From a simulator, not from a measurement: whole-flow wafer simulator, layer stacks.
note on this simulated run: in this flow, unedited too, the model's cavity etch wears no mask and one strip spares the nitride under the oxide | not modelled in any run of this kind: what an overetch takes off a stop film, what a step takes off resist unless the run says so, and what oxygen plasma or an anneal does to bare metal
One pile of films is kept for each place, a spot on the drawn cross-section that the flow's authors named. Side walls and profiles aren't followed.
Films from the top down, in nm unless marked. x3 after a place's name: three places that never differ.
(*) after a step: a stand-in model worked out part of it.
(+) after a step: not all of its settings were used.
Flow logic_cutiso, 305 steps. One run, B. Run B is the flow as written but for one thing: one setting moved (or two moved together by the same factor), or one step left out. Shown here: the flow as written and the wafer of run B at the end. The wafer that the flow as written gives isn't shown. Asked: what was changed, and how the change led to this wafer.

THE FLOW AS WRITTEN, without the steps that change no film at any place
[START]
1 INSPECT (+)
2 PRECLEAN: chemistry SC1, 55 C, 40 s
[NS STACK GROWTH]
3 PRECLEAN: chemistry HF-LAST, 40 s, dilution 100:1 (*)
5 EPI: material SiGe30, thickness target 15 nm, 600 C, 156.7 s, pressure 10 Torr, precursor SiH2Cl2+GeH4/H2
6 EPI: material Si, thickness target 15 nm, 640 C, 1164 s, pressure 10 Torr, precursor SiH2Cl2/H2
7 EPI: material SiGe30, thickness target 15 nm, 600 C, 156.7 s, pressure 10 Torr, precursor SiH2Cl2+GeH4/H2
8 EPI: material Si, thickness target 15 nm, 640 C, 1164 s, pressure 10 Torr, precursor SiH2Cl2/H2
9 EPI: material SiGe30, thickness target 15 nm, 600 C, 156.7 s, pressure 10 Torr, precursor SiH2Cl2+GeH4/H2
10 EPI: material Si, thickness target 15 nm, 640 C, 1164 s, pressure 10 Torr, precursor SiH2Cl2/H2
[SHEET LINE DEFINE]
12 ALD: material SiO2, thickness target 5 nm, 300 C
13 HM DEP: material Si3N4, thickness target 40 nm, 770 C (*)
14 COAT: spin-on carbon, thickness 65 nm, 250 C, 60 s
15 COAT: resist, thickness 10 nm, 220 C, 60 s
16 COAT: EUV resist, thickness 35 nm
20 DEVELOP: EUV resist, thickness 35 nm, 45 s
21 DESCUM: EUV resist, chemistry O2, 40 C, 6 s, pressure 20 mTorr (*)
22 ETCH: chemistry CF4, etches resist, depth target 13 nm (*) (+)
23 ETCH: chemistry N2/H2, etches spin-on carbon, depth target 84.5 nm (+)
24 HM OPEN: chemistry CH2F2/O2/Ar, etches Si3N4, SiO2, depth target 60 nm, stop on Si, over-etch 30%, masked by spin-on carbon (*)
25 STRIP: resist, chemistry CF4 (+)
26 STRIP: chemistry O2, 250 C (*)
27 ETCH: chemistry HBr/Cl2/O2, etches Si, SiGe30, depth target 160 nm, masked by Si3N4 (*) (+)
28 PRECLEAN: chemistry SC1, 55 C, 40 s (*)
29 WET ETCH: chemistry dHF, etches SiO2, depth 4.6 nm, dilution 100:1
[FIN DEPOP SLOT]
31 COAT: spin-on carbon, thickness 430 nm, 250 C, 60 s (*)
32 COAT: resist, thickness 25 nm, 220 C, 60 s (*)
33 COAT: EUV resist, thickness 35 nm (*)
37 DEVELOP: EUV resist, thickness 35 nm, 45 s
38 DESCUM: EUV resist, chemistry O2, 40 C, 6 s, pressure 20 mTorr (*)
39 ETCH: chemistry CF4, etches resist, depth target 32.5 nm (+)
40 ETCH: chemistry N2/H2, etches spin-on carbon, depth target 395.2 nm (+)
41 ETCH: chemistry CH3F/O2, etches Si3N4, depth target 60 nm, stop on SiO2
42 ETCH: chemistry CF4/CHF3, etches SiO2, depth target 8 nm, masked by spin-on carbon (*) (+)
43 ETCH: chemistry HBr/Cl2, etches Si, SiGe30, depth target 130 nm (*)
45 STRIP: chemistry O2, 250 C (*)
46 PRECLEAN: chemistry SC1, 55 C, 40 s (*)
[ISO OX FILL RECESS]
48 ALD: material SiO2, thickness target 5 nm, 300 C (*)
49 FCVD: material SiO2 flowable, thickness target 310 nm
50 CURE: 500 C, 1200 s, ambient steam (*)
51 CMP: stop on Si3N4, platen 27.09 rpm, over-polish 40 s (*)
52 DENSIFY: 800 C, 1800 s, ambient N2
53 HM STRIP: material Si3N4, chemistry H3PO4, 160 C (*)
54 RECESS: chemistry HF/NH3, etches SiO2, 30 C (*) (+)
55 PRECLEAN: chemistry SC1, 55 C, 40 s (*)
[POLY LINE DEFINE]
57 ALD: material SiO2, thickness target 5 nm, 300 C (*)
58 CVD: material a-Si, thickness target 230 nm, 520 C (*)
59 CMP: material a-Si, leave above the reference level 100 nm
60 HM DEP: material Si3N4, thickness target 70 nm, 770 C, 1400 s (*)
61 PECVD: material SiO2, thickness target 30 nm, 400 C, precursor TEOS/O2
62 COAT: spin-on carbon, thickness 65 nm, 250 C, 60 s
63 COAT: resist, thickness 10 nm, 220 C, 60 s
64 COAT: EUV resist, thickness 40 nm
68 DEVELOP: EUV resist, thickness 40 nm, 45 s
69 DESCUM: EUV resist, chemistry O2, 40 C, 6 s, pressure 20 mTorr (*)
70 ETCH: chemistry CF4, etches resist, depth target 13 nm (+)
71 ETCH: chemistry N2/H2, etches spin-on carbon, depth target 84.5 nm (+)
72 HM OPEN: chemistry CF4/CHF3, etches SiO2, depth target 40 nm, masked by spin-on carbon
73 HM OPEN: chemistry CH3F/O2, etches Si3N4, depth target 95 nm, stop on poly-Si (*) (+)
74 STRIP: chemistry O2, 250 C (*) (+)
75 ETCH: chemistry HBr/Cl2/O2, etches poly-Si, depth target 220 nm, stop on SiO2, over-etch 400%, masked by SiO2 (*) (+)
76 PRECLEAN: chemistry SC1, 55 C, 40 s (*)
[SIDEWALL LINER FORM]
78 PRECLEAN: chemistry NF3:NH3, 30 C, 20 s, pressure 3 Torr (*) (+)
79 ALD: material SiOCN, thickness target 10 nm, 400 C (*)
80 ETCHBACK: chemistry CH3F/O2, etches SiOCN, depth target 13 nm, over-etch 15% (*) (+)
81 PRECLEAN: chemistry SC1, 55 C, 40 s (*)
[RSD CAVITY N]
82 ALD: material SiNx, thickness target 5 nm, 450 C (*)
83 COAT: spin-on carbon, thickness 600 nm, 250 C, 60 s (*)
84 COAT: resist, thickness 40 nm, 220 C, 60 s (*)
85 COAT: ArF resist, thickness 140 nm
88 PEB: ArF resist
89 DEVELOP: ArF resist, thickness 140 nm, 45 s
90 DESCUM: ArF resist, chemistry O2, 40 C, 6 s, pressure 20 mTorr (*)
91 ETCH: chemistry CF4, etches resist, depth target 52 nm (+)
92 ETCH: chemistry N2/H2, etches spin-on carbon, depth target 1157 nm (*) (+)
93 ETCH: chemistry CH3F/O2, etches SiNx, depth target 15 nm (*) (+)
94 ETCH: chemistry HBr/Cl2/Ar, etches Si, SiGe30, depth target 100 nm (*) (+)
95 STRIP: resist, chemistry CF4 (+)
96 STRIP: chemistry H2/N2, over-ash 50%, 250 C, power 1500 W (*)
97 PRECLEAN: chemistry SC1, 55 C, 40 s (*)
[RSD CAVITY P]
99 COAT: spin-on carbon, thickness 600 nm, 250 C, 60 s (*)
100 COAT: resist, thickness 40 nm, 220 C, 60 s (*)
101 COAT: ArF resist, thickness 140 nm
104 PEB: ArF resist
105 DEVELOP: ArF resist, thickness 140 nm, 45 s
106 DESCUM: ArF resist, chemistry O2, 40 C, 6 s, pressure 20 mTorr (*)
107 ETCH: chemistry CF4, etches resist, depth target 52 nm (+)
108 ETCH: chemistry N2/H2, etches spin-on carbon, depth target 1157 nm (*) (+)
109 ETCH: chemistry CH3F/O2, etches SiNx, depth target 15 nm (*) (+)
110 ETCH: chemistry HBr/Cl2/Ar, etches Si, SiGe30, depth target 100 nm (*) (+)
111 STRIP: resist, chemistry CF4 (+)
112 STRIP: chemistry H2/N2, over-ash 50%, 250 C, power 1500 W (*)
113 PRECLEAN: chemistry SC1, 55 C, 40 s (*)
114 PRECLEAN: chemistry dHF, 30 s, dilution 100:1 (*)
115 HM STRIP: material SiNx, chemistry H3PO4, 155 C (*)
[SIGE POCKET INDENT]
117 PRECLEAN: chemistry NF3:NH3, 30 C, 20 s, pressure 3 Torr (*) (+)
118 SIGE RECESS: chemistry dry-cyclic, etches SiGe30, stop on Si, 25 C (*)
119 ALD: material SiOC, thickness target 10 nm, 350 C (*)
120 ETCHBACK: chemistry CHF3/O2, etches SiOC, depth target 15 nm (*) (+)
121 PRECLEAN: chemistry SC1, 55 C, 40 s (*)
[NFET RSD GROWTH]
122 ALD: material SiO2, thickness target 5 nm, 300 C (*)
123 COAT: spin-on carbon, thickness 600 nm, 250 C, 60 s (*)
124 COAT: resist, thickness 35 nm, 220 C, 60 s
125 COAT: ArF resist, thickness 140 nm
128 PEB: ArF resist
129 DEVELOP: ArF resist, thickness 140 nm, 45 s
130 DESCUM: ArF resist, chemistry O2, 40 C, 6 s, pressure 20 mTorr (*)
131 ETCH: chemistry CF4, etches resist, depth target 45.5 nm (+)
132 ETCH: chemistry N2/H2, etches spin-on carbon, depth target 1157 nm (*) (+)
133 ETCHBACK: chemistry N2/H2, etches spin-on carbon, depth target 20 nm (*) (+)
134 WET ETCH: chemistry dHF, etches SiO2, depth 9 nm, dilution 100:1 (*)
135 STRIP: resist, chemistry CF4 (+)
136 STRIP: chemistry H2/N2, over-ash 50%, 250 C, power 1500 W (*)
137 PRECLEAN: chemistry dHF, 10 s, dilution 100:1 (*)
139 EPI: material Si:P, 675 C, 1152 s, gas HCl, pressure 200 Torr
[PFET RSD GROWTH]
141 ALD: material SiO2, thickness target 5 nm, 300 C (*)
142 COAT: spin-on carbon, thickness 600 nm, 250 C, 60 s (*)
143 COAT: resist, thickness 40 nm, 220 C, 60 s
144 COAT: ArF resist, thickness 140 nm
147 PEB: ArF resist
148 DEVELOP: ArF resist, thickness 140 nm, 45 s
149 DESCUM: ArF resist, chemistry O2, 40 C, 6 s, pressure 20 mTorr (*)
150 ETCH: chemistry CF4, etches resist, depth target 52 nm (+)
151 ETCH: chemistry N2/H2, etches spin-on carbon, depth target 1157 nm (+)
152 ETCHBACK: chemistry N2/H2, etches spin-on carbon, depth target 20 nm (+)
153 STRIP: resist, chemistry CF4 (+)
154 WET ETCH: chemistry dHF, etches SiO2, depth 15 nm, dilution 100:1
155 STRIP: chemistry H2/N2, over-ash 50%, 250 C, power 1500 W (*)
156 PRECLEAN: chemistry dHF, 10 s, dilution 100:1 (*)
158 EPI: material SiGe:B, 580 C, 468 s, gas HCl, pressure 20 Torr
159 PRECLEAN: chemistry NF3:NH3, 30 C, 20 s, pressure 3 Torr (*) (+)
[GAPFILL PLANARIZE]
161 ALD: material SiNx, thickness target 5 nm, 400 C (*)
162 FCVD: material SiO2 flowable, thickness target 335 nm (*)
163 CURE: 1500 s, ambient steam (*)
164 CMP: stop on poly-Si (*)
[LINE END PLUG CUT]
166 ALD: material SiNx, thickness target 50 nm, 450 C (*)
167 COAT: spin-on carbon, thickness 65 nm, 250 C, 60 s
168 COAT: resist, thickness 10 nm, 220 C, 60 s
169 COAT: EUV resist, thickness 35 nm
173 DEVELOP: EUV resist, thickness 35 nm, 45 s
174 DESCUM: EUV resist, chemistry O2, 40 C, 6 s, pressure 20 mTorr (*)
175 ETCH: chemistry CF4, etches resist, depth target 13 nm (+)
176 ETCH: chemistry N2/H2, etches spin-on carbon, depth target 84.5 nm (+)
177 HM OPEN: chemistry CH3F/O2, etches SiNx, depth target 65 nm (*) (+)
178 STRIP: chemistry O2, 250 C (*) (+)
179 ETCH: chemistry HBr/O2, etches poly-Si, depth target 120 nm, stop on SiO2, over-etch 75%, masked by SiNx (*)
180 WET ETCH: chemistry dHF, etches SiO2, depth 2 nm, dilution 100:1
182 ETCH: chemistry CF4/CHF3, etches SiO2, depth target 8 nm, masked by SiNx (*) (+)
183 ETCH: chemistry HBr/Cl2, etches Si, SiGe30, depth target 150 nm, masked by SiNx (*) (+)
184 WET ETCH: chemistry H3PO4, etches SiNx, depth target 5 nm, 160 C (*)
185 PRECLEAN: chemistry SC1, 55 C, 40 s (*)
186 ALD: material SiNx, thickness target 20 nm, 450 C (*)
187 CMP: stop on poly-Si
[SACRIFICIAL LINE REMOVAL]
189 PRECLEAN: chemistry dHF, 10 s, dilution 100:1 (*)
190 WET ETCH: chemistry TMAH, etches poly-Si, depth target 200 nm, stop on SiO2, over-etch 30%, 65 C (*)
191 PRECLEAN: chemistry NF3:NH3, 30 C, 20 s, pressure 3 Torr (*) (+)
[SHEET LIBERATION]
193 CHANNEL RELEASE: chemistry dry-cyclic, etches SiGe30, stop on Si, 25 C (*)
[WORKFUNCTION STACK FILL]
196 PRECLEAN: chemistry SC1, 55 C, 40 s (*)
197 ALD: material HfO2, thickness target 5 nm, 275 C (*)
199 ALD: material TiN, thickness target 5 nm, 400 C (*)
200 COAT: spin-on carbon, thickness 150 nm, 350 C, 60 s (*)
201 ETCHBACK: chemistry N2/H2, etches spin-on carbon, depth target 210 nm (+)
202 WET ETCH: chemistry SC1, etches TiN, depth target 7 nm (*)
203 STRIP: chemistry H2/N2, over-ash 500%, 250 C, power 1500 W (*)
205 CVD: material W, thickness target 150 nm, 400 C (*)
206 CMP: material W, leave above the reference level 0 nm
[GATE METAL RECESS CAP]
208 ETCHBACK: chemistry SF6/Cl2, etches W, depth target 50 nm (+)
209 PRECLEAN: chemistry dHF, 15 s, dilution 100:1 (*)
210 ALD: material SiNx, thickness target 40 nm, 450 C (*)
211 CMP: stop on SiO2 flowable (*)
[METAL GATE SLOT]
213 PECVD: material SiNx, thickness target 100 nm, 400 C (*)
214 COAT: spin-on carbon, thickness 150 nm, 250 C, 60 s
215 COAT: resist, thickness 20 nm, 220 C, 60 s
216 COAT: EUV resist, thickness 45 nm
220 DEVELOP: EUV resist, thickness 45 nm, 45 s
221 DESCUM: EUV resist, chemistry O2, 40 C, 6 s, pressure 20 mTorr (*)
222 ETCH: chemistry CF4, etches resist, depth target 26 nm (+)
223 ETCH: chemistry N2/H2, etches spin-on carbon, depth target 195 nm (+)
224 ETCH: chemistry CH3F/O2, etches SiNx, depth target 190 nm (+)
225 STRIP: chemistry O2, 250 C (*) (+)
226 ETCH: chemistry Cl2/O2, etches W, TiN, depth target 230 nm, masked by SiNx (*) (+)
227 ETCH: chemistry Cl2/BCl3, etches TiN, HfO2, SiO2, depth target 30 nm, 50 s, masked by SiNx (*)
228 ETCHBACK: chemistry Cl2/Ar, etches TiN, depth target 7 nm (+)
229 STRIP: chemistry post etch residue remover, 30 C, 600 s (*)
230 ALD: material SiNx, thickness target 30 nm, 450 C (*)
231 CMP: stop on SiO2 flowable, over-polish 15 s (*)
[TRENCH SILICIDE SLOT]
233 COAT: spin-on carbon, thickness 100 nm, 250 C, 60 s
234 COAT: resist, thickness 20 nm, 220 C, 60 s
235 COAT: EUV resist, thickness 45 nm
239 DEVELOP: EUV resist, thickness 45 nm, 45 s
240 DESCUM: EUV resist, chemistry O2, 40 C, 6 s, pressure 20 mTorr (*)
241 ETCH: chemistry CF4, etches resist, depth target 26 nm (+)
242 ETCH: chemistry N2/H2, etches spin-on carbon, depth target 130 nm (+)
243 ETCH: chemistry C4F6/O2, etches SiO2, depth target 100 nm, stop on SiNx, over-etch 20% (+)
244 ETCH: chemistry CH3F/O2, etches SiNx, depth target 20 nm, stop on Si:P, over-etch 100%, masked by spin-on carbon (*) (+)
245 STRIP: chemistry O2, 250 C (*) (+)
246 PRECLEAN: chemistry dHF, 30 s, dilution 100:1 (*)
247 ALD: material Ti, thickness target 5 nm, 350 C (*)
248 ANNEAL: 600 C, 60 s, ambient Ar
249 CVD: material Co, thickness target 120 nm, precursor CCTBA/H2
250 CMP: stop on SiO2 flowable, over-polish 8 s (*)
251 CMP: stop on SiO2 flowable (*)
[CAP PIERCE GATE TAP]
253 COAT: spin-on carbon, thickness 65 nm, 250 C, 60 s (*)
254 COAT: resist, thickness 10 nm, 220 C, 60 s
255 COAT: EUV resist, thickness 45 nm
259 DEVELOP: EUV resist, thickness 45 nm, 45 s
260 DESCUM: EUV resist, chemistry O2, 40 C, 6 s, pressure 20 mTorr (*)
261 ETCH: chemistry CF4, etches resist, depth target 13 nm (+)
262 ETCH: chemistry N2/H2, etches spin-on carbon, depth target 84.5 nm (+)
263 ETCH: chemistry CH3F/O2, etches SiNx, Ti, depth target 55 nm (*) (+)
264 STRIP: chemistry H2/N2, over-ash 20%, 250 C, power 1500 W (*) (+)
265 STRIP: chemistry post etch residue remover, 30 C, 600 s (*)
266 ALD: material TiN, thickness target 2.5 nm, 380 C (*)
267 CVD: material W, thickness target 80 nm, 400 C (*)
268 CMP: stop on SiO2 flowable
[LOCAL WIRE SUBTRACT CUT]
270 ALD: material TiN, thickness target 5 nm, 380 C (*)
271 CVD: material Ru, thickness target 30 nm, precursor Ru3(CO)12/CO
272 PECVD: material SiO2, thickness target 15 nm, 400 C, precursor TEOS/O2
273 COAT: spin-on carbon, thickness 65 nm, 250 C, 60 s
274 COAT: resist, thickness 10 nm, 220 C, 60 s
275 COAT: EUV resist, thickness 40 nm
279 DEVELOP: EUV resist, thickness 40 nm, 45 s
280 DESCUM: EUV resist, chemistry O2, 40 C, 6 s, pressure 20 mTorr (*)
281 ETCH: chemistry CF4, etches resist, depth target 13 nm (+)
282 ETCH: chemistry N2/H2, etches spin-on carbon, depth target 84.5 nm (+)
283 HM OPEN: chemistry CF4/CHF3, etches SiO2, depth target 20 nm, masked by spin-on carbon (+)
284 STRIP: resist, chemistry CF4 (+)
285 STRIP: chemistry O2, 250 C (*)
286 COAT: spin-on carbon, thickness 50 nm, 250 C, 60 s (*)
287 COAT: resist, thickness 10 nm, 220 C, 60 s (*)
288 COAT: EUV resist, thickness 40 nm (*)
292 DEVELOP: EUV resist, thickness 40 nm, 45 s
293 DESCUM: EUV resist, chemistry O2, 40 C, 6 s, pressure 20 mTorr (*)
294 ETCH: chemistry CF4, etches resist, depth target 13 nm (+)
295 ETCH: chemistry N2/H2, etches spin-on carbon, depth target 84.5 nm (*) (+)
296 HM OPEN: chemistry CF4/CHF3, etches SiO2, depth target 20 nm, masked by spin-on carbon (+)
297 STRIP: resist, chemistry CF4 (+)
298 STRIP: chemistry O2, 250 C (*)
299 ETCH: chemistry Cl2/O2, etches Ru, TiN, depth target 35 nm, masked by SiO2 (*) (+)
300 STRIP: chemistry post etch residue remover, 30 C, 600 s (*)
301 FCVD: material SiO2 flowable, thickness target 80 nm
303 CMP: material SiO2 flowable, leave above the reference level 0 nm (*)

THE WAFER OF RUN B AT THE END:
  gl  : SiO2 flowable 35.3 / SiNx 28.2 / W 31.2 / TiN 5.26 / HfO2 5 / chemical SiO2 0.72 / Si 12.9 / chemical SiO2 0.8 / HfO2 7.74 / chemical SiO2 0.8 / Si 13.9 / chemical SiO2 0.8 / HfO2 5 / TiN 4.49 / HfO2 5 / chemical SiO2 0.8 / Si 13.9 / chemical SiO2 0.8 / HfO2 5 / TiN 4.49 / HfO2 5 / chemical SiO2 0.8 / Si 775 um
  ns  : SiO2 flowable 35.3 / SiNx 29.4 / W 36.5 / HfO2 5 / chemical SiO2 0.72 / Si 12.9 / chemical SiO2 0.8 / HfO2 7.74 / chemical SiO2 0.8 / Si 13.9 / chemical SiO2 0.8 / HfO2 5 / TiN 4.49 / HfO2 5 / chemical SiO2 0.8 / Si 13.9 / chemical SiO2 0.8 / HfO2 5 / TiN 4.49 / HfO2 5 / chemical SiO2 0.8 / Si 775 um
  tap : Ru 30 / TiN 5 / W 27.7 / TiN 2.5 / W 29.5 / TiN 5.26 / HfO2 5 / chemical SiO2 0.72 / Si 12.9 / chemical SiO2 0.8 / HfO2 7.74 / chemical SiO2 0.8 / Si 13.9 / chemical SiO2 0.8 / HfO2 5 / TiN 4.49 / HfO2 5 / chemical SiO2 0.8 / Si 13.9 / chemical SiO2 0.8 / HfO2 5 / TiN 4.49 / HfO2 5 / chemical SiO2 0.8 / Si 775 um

The cause: step 9, EPI: thickness target 8.2 nm was run, where the flow has thickness target 15 nm; step 9, EPI: 86.2 s was run, where the flow has 156.7 s.

How the change led to this, step by step:
  9 EPI: material SiGe30, thickness target 15 nm, 600 C, 156.7 s, pressure 10 Torr, precursor SiH2Cl2+GeH4/H2
      depop, dpovl, gfld and 19 more: SiGe30 +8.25 (new film) (as written it would be: SiGe30 +15 (new film))
  27 ETCH: chemistry HBr/Cl2/O2, etches Si, SiGe30, depth target 160 nm, masked by Si3N4 (*) (+)
      gfld, gxf, iso, lnri: chemical SiO2 -0.79 (all of it), Si -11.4 (all of it), SiGe30 -8.25 (all of it), Si -15 (all of it), SiGe30 -15 (all of it), Si -15 (all of it), SiGe30 -15 (all of it), Si -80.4 (as written it would be: chemical SiO2 -0.79 (all of it), Si -11.4 (all of it), SiGe30 -15 (all of it), Si -15 (all of it), SiGe30 -15 (all of it), Si -15 (all of it), SiGe30 -15 (all of it), Si -73.6)
      dpovl, nsgap: chemical SiO2 -0.79 (all of it), Si -11.8 (all of it), SiGe30 -8.25 (all of it), Si -15 (all of it), SiGe30 -15 (all of it), Si -15 (all of it), SiGe30 -15 (all of it), Si -80 (as written it would be: chemical SiO2 -0.79 (all of it), Si -11.8 (all of it), SiGe30 -15 (all of it), Si -15 (all of it), SiGe30 -15 (all of it), Si -15 (all of it), SiGe30 -15 (all of it), Si -73.2)
      (and at 1 more place)
  43 ETCH: chemistry HBr/Cl2, etches Si, SiGe30, depth target 130 nm (*)
      depop: Si -14 (all of it), SiGe30 -8.25 (all of it), Si -15 (all of it), SiGe30 -15 (all of it), Si -15 (all of it), SiGe30 -15 (all of it), Si -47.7 (as written it would be: Si -14 (all of it), SiGe30 -15 (all of it), Si -15 (all of it), SiGe30 -15 (all of it), Si -15 (all of it), SiGe30 -15 (all of it), Si -41)
  94 ETCH: chemistry HBr/Cl2/Ar, etches Si, SiGe30, depth target 100 nm (*) (+)
      rsdn, rsdx: chemical SiO2 -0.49 (all of it), Si -12.8 (all of it), SiGe30 -8.25 (all of it), Si -15 (all of it), SiGe30 -15 (all of it), Si -15 (all of it), SiGe30 -15 (all of it), Si -18.9 (as written it would be: chemical SiO2 -0.49 (all of it), Si -12.8 (all of it), SiGe30 -15 (all of it), Si -15 (all of it), SiGe30 -15 (all of it), Si -15 (all of it), SiGe30 -15 (all of it), Si -12.2)
  110 ETCH: chemistry HBr/Cl2/Ar, etches Si, SiGe30, depth target 100 nm (*) (+)
      rsdp, rsdw: chemical SiO2 -0.49 (all of it), Si -12.8 (all of it), SiGe30 -8.25 (all of it), Si -15 (all of it), SiGe30 -15 (all of it), Si -15 (all of it), SiGe30 -15 (all of it), Si -18.9 (as written it would be: chemical SiO2 -0.49 (all of it), Si -12.8 (all of it), SiGe30 -15 (all of it), Si -15 (all of it), SiGe30 -15 (all of it), Si -15 (all of it), SiGe30 -15 (all of it), Si -12.2)
  118 SIGE RECESS: chemistry dry-cyclic, etches SiGe30, stop on Si, 25 C (*)
      lnr, lnrp, lnrt: SiOCN -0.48, Si -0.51, cavity +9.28 (new film), SiGe30 -8.25 (all of it), Si -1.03, cavity +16 (new film), SiGe30 -15 (all of it), Si -1.03, cavity +16 (new film), SiGe30 -15 (all of it), Si -0.51 (as written it would be: SiOCN -0.48, Si -0.51, cavity +16 (new film), SiGe30 -15 (all of it), Si -1.03, cavity +16 (new film), SiGe30 -15 (all of it), Si -1.03, cavity +16 (new film), SiGe30 -15 (all of it), Si -0.51)
  119 ALD: material SiOC, thickness target 10 nm, 350 C (*)
      lnr, lnrp, lnrt: SiOC +10 (new film), SiOC +9.28 (new film), cavity -9.28 (all of it), SiOC +16 (new film), cavity -16 (all of it), SiOC +16 (new film), cavity -16 (all of it) (as written it would be: SiOC +10 (new film), SiOC +16 (new film), cavity -16 (all of it), SiOC +16 (new film), cavity -16 (all of it), SiOC +16 (new film), cavity -16 (all of it))
  183 ETCH: chemistry HBr/Cl2, etches Si, SiGe30, depth target 150 nm, masked by SiNx (*) (+)
      plug: Si -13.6 (all of it), SiGe30 -8.25 (all of it), Si -15 (all of it), SiGe30 -15 (all of it), Si -15 (all of it), SiGe30 -15 (all of it), Si -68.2 (as written it would be: Si -13.6 (all of it), SiGe30 -15 (all of it), Si -15 (all of it), SiGe30 -15 (all of it), Si -15 (all of it), SiGe30 -15 (all of it), Si -61.4)
  193 CHANNEL RELEASE: chemistry dry-cyclic, etches SiGe30, stop on Si, 25 C (*)
      gl, glp, gxn, gxp, ns, tap: chemical SiO2 +0.8 (new film), Si -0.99, chemical SiO2 +0.8 (new film), cavity +7.74 (new film), chemical SiO2 +0.8 (new film), SiGe30 -8.25 (all of it), Si -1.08, chemical SiO2 +0.8 (new film), cavity +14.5 (new film), chemical SiO2 +0.8 (new film), SiGe30 -15 (all of it), Si -1.08, chemical SiO2 +0.8 (new film), cavity +14.5 (new film), chemical SiO2 +0.8 (new film), SiGe30 -15 (all of it), Si -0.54 (as written it would be: chemical SiO2 +0.8 (new film), Si -0.99, chemical SiO2 +0.8 (new film), cavity +14.5 (new film), chemical SiO2 +0.8 (new film), SiGe30 -15 (all of it), Si -1.08, chemical SiO2 +0.8 (new film), cavity +14.5 (new film), chemical SiO2 +0.8 (new film), SiGe30 -15 (all of it), Si -1.08, chemical SiO2 +0.8 (new film), cavity +14.5 (new film), chemical SiO2 +0.8 (new film), SiGe30 -15 (all of it), Si -0.54)
  197 ALD: material HfO2, thickness target 5 nm, 275 C (*)
      gl, glp, gxn, gxp, ns, tap: HfO2 +5 (new film), HfO2 +7.74 (new film), cavity -7.74 (all of it), HfO2 +5 (new film), cavity -10, HfO2 +5 (new film), HfO2 +5 (new film), cavity -10, HfO2 +5 (new film) (as written it would be: HfO2 +5 (new film), HfO2 +5 (new film), cavity -10, HfO2 +5 (new film), HfO2 +5 (new film), cavity -10, HfO2 +5 (new film), HfO2 +5 (new film), cavity -10, HfO2 +5 (new film))
  199 ALD: material TiN, thickness target 5 nm, 400 C (*)
      gl, glp, tap: TiN +5.26 (new film), TiN +4.49 (new film), cavity -4.49 (all of it), TiN +4.49 (new film), cavity -4.49 (all of it) (as written it would be: TiN +5.26 (new film), TiN +4.49 (new film), cavity -4.49 (all of it), TiN +4.49 (new film), cavity -4.49 (all of it), TiN +4.49 (new film), cavity -4.49 (all of it))
      gxn, gxp, ns: TiN +5 (new film), TiN +4.49 (new film), cavity -4.49 (all of it), TiN +4.49 (new film), cavity -4.49 (all of it) (as written it would be: TiN +5 (new film), TiN +4.49 (new film), cavity -4.49 (all of it), TiN +4.49 (new film), cavity -4.49 (all of it), TiN +4.49 (new film), cavity -4.49 (all of it))
Counting metal films that touch as one body, gl has 3 bodies (between them, from the top down: HfO2 5 / chemical SiO2 0.72 / Si 12.9 / chemical SiO2 0.8 / HfO2 7.74 / chemical SiO2 0.8 / Si 13.9 / chemical SiO2 0.8 / HfO2 5; HfO2 5 / chemical SiO2 0.8 / Si 13.9 / chemical SiO2 0.8 / HfO2 5); the flow as written gives 4 bodies (between them, from the top down: HfO2 5 / chemical SiO2 0.72 / Si 12.9 / chemical SiO2 0.8 / HfO2 5; HfO2 5 / chemical SiO2 0.8 / Si 13.9 / chemical SiO2 0.8 / HfO2 5; HfO2 5 / chemical SiO2 0.8 / Si 13.9 / chemical SiO2 0.8 / HfO2 5).
Counting metal films that touch as one body, ns has 3 bodies (between them, from the top down: HfO2 5 / chemical SiO2 0.72 / Si 12.9 / chemical SiO2 0.8 / HfO2 7.74 / chemical SiO2 0.8 / Si 13.9 / chemical SiO2 0.8 / HfO2 5; HfO2 5 / chemical SiO2 0.8 / Si 13.9 / chemical SiO2 0.8 / HfO2 5); the flow as written gives 4 bodies (between them, from the top down: HfO2 5 / chemical SiO2 0.72 / Si 12.9 / chemical SiO2 0.8 / HfO2 5; HfO2 5 / chemical SiO2 0.8 / Si 13.9 / chemical SiO2 0.8 / HfO2 5; HfO2 5 / chemical SiO2 0.8 / Si 13.9 / chemical SiO2 0.8 / HfO2 5).
Counting metal films that touch as one body, tap has 3 bodies (between them, from the top down: HfO2 5 / chemical SiO2 0.72 / Si 12.9 / chemical SiO2 0.8 / HfO2 7.74 / chemical SiO2 0.8 / Si 13.9 / chemical SiO2 0.8 / HfO2 5; HfO2 5 / chemical SiO2 0.8 / Si 13.9 / chemical SiO2 0.8 / HfO2 5); the flow as written gives 4 bodies (between them, from the top down: HfO2 5 / chemical SiO2 0.72 / Si 12.9 / chemical SiO2 0.8 / HfO2 5; HfO2 5 / chemical SiO2 0.8 / Si 13.9 / chemical SiO2 0.8 / HfO2 5; HfO2 5 / chemical SiO2 0.8 / Si 13.9 / chemical SiO2 0.8 / HfO2 5).
